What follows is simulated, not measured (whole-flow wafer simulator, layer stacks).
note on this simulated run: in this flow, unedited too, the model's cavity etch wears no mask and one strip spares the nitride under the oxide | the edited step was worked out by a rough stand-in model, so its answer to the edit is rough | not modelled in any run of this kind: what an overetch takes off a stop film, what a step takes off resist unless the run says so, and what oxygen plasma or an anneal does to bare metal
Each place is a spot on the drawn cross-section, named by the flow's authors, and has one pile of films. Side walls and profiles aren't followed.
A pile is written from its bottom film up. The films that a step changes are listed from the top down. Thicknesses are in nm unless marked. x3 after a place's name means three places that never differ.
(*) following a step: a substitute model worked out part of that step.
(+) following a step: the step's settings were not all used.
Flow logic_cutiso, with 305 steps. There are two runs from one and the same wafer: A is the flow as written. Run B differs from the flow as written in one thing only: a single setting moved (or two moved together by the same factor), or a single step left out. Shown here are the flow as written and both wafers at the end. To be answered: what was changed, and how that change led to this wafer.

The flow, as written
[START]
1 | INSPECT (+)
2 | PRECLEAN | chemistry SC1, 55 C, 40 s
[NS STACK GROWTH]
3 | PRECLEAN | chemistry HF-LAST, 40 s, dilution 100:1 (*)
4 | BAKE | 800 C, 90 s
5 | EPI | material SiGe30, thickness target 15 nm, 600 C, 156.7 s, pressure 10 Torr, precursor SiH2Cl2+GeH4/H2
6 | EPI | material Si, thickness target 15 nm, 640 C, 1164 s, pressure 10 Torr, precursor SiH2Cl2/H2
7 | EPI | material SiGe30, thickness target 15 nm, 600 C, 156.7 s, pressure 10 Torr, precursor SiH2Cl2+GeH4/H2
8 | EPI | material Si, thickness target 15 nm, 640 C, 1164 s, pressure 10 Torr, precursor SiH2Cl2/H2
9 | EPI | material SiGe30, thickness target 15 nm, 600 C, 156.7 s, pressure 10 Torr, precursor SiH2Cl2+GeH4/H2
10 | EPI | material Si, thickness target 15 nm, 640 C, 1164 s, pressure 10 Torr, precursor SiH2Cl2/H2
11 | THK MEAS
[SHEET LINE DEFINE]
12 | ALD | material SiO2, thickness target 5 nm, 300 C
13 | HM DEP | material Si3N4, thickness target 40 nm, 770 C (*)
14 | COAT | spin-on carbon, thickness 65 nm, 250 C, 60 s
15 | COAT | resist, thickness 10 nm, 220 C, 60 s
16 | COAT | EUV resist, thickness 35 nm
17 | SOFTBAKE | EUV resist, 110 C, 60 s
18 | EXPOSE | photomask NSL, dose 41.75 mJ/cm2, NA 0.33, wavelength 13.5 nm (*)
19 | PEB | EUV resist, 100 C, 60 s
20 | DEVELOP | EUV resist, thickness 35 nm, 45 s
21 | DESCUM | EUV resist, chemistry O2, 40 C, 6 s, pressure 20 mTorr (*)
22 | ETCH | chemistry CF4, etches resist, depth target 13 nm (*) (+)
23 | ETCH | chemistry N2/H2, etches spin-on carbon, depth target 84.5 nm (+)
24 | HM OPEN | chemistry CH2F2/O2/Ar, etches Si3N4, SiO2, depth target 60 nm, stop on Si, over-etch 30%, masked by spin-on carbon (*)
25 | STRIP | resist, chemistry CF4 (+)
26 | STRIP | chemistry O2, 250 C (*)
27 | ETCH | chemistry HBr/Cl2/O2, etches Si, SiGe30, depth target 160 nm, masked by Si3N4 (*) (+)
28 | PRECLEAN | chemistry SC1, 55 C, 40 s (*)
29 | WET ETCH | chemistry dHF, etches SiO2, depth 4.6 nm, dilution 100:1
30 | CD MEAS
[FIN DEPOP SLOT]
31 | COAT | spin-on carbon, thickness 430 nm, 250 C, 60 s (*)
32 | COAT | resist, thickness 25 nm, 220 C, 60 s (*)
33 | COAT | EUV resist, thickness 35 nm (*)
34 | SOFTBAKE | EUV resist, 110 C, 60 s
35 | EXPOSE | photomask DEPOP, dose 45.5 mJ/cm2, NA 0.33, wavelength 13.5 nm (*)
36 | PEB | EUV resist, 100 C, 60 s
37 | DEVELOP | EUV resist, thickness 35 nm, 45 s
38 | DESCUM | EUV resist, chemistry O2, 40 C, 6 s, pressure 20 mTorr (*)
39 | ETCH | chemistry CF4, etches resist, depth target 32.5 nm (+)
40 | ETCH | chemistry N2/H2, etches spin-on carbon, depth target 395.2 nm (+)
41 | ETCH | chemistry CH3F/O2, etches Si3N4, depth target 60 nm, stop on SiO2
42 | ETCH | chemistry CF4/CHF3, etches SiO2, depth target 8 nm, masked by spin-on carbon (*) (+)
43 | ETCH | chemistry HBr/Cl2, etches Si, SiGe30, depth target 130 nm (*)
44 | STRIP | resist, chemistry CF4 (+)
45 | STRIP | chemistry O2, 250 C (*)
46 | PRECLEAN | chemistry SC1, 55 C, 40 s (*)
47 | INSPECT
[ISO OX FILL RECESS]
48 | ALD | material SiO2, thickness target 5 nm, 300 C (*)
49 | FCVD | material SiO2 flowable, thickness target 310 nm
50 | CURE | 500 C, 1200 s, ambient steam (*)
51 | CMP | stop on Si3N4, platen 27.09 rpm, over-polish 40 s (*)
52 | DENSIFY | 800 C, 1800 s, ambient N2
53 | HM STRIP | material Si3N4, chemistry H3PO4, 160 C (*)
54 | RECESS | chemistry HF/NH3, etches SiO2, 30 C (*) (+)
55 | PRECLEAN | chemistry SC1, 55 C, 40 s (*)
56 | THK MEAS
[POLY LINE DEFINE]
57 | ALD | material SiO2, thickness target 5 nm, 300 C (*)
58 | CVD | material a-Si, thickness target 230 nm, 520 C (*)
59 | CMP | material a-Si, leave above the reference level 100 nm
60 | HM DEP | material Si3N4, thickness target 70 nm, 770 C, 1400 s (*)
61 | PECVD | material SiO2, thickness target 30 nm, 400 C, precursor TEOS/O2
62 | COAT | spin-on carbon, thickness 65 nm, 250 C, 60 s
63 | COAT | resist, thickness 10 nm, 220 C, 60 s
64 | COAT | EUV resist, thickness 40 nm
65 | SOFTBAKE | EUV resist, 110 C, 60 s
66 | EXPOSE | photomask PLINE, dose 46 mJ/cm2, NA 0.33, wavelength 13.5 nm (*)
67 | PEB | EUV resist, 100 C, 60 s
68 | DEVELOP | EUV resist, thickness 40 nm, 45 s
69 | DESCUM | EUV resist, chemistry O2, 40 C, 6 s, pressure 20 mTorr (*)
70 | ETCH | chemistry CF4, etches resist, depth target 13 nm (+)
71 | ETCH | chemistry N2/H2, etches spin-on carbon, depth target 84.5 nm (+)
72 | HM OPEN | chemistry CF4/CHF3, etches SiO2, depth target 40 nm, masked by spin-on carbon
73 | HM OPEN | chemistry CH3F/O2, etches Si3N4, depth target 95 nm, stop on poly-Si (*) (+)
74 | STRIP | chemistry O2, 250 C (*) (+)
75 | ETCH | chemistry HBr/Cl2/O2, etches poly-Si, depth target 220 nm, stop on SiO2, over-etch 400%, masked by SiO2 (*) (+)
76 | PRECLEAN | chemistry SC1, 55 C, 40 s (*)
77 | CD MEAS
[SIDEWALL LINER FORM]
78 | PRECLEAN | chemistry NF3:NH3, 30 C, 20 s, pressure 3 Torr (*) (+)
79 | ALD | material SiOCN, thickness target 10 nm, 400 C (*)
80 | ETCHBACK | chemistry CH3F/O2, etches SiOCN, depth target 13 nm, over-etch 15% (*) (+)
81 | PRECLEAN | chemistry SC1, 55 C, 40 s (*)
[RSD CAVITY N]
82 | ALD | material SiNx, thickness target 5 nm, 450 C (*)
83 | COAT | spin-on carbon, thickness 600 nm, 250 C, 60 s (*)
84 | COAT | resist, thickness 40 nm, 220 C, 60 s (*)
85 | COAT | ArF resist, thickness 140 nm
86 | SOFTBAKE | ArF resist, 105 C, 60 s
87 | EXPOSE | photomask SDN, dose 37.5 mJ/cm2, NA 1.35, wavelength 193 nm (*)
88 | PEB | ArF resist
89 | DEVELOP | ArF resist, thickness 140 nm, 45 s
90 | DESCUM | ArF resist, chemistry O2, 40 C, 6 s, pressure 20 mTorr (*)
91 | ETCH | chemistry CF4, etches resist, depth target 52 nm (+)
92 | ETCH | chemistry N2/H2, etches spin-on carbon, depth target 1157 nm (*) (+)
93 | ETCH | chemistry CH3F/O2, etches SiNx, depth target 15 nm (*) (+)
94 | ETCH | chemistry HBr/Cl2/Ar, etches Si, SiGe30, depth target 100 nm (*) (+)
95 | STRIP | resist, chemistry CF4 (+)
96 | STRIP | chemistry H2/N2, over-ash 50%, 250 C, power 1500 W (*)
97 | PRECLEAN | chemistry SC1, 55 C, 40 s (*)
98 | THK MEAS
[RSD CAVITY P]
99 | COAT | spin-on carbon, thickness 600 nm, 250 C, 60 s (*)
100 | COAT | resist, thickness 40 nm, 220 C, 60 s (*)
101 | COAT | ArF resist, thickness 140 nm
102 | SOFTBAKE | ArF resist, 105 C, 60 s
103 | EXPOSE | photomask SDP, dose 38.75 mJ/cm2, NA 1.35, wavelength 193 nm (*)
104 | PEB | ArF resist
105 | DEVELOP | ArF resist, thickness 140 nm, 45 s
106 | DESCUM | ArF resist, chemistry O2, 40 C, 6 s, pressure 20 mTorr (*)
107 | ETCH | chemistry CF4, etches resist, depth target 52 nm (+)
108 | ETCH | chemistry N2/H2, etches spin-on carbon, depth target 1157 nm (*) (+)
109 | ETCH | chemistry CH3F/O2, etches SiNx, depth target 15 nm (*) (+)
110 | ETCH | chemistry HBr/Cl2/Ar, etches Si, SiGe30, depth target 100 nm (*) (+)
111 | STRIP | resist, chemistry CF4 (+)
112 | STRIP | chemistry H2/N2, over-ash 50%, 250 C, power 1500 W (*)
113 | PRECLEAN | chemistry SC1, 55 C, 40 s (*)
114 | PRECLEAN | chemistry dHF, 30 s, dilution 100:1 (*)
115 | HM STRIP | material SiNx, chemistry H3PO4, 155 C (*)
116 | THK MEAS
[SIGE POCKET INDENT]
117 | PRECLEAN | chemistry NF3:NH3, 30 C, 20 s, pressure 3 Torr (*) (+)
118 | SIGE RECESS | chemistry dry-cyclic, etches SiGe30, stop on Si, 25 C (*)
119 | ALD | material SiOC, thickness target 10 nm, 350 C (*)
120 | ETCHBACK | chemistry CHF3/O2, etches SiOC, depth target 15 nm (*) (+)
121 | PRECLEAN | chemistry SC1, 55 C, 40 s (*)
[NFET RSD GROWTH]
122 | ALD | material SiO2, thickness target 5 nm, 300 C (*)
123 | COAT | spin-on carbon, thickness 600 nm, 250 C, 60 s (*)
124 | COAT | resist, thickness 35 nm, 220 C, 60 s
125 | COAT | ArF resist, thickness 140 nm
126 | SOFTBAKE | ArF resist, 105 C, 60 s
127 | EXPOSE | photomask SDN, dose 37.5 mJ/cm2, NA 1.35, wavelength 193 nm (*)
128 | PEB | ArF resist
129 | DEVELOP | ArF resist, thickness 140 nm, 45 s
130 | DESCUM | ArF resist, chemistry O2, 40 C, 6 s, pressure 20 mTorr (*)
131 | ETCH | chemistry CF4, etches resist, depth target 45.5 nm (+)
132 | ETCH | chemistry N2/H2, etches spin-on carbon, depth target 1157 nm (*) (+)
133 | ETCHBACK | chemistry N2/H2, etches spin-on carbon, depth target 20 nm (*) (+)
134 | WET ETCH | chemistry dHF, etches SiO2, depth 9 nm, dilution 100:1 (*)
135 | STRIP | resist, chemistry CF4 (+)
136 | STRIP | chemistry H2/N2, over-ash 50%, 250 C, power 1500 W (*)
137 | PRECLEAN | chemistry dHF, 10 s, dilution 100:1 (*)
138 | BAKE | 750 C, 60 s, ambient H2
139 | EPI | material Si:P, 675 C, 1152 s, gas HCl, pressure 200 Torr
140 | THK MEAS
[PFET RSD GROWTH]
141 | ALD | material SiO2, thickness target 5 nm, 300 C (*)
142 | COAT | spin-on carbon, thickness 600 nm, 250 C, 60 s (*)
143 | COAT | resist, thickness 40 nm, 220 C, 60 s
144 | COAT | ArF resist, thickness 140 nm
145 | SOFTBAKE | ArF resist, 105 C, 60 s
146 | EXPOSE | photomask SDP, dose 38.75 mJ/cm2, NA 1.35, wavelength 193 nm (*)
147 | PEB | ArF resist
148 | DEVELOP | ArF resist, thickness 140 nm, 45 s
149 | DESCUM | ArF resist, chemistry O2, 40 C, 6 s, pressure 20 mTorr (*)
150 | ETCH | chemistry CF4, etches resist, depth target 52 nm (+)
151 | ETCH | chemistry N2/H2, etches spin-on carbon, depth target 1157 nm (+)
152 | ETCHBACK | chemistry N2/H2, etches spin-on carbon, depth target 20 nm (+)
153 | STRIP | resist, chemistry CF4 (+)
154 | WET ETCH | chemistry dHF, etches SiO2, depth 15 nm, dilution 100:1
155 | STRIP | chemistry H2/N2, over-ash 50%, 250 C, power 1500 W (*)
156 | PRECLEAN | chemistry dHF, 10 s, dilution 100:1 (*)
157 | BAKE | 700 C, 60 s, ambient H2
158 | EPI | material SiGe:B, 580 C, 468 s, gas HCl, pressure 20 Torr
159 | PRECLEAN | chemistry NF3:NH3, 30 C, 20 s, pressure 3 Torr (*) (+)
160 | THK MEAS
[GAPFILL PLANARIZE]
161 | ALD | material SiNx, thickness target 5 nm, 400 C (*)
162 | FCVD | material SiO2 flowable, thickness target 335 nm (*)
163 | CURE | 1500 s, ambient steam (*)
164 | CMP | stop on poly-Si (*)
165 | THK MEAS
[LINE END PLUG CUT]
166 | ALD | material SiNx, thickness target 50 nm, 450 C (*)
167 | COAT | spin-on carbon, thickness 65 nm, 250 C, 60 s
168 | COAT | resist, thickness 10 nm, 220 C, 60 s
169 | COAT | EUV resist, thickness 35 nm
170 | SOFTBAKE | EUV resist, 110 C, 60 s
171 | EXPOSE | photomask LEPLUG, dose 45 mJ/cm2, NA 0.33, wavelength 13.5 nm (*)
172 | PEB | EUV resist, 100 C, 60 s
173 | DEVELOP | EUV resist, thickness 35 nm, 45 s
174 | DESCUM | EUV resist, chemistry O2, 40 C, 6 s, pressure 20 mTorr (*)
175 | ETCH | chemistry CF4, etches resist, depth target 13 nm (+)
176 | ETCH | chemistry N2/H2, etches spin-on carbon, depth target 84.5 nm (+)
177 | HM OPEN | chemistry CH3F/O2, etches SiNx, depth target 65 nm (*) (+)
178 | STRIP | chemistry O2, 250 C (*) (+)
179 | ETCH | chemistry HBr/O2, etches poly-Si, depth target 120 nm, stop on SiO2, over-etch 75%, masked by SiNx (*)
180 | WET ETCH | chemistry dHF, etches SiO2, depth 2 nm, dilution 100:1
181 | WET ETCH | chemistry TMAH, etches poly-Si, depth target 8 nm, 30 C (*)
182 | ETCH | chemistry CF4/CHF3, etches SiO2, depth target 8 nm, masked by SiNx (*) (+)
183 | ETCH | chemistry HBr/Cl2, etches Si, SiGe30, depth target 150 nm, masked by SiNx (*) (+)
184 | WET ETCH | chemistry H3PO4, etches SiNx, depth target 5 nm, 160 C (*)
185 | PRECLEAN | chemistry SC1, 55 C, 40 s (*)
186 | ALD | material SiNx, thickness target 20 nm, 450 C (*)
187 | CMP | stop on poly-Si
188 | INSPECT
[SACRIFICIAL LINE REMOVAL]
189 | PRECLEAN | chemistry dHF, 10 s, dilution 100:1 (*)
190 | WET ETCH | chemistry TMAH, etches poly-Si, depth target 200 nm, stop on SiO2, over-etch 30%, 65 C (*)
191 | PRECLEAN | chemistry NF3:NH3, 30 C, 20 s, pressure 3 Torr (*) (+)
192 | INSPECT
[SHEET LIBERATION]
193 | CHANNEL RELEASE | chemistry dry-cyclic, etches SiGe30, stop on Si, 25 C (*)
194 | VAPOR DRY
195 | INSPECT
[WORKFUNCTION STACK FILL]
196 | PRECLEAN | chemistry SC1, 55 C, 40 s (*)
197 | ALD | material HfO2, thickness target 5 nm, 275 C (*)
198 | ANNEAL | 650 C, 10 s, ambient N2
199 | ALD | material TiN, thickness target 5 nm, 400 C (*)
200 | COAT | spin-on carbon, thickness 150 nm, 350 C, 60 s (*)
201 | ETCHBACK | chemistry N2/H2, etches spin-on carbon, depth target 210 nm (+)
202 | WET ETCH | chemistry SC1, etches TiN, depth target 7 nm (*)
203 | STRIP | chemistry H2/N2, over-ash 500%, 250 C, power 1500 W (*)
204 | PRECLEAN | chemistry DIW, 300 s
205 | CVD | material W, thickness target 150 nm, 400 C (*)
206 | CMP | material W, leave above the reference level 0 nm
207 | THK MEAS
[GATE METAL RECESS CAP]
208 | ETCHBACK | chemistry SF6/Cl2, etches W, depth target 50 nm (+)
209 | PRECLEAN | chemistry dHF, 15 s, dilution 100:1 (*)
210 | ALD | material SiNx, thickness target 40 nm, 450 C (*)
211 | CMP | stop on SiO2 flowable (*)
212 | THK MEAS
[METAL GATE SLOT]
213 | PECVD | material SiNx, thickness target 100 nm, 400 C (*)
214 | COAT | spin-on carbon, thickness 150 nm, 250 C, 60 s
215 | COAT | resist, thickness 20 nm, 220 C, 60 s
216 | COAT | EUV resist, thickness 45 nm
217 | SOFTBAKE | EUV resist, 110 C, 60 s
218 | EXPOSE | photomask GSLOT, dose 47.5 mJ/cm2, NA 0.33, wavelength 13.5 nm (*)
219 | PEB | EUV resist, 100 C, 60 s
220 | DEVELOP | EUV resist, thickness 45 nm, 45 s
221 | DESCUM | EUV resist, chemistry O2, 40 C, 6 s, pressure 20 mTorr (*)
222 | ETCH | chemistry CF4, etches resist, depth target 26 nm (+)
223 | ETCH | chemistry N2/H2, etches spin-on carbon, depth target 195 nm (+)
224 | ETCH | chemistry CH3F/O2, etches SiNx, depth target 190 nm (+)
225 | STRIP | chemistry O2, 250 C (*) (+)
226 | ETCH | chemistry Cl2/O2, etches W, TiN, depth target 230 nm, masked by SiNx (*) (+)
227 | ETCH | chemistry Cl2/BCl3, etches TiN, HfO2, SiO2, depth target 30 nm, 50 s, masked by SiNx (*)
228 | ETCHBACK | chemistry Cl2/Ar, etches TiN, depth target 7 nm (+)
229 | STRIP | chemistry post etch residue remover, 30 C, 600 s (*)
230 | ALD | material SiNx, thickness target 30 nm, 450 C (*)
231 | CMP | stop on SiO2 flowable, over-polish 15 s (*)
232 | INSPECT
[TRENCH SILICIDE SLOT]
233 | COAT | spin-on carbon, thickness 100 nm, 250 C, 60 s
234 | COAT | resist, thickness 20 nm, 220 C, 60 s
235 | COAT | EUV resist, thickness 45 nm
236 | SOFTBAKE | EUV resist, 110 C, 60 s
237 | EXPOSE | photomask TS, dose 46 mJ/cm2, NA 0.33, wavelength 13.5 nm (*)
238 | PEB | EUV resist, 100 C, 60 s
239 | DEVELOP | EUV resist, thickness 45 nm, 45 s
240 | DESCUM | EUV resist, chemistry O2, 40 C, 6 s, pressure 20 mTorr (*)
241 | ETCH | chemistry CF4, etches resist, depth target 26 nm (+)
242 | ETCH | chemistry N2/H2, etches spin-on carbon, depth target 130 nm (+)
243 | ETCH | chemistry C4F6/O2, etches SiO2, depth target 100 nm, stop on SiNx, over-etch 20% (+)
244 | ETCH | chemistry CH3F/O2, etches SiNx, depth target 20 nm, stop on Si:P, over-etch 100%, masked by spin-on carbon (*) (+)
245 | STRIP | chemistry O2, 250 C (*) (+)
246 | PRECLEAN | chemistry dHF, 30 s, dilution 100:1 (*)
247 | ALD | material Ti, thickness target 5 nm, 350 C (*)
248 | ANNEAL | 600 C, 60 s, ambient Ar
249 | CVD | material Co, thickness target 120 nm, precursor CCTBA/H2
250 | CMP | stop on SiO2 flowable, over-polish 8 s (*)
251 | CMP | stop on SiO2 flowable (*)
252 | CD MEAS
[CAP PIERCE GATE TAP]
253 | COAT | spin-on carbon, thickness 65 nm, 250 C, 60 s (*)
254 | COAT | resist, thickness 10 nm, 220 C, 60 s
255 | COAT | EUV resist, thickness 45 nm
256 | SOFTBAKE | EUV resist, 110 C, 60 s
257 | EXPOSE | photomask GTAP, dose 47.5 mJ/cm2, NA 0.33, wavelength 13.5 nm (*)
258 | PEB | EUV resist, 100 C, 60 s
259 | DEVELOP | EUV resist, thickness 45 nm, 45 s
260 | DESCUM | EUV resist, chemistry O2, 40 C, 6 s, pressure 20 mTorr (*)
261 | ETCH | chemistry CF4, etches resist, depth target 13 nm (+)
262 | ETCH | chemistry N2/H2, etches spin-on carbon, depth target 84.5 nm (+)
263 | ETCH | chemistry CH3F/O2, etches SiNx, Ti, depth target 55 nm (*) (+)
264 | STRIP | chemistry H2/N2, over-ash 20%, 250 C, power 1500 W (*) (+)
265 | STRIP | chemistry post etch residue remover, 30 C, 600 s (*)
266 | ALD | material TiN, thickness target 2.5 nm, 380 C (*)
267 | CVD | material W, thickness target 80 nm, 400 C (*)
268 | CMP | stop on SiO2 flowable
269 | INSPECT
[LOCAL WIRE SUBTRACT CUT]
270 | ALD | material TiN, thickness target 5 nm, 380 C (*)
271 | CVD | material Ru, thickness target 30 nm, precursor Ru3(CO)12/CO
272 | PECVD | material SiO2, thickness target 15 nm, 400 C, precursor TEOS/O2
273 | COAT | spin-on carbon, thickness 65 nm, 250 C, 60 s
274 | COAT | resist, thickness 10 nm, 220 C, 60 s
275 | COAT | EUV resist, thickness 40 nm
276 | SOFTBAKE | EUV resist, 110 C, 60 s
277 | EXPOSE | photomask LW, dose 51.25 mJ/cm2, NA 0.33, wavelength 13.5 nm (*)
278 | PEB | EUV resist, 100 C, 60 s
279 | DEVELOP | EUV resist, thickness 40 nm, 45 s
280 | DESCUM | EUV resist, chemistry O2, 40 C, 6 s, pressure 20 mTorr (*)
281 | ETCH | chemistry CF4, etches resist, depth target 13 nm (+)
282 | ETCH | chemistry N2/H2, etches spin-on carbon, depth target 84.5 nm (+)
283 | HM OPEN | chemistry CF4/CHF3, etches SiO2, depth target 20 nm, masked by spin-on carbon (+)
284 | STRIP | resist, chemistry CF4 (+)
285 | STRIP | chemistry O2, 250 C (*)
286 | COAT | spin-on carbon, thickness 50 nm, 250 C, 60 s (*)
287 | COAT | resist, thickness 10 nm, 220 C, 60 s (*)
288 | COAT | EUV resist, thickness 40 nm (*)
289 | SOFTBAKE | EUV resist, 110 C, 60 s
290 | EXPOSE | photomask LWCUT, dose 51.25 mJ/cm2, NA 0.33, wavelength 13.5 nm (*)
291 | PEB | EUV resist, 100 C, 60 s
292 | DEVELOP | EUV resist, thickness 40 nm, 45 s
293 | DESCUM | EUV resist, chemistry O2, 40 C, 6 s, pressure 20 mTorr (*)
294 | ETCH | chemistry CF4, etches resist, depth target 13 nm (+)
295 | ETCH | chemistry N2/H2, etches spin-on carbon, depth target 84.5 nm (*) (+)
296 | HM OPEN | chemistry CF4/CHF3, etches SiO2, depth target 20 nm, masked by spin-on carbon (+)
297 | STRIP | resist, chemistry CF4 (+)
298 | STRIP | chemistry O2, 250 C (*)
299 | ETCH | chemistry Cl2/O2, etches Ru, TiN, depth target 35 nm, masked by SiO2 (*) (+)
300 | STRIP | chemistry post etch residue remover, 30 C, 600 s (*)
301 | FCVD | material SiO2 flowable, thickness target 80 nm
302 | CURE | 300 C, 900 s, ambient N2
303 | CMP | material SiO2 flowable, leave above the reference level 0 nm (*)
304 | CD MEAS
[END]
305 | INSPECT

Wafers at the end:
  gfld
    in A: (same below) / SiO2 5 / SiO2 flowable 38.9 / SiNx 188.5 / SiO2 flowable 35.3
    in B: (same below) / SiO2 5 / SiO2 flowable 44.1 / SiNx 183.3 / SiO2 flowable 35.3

The reason: step 227, ETCH: depth target 24.8 nm was run, while the flow as written has depth target 30 nm; step 227, ETCH: 41.2 s was run, where the flow has 50 s.

How this came from the change, step by step:
  227 | ETCH | chemistry Cl2/BCl3, etches TiN, HfO2, SiO2, depth target 30 nm, 50 s, masked by SiNx (*)
      depop, dpovl, gl and 18 more: A -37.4 SiNx | B -30.8 SiNx
      gfld: A -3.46 HfO2 (all of it), -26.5 SiO2 flowable | B -3.46 HfO2 (all of it), -21.3 SiO2 flowable
  231 | CMP | stop on SiO2 flowable, over-polish 15 s (*)
      depop, dpovl, gfld and 10 more: A -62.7 SiNx | B -69.3 SiNx
      lnr, lnri, lnrp, lnrt: A -61 SiNx (all of it), -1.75 SiOCN | B -67.6 SiNx (all of it), -1.75 SiOCN
      (as well as at 5 more places)
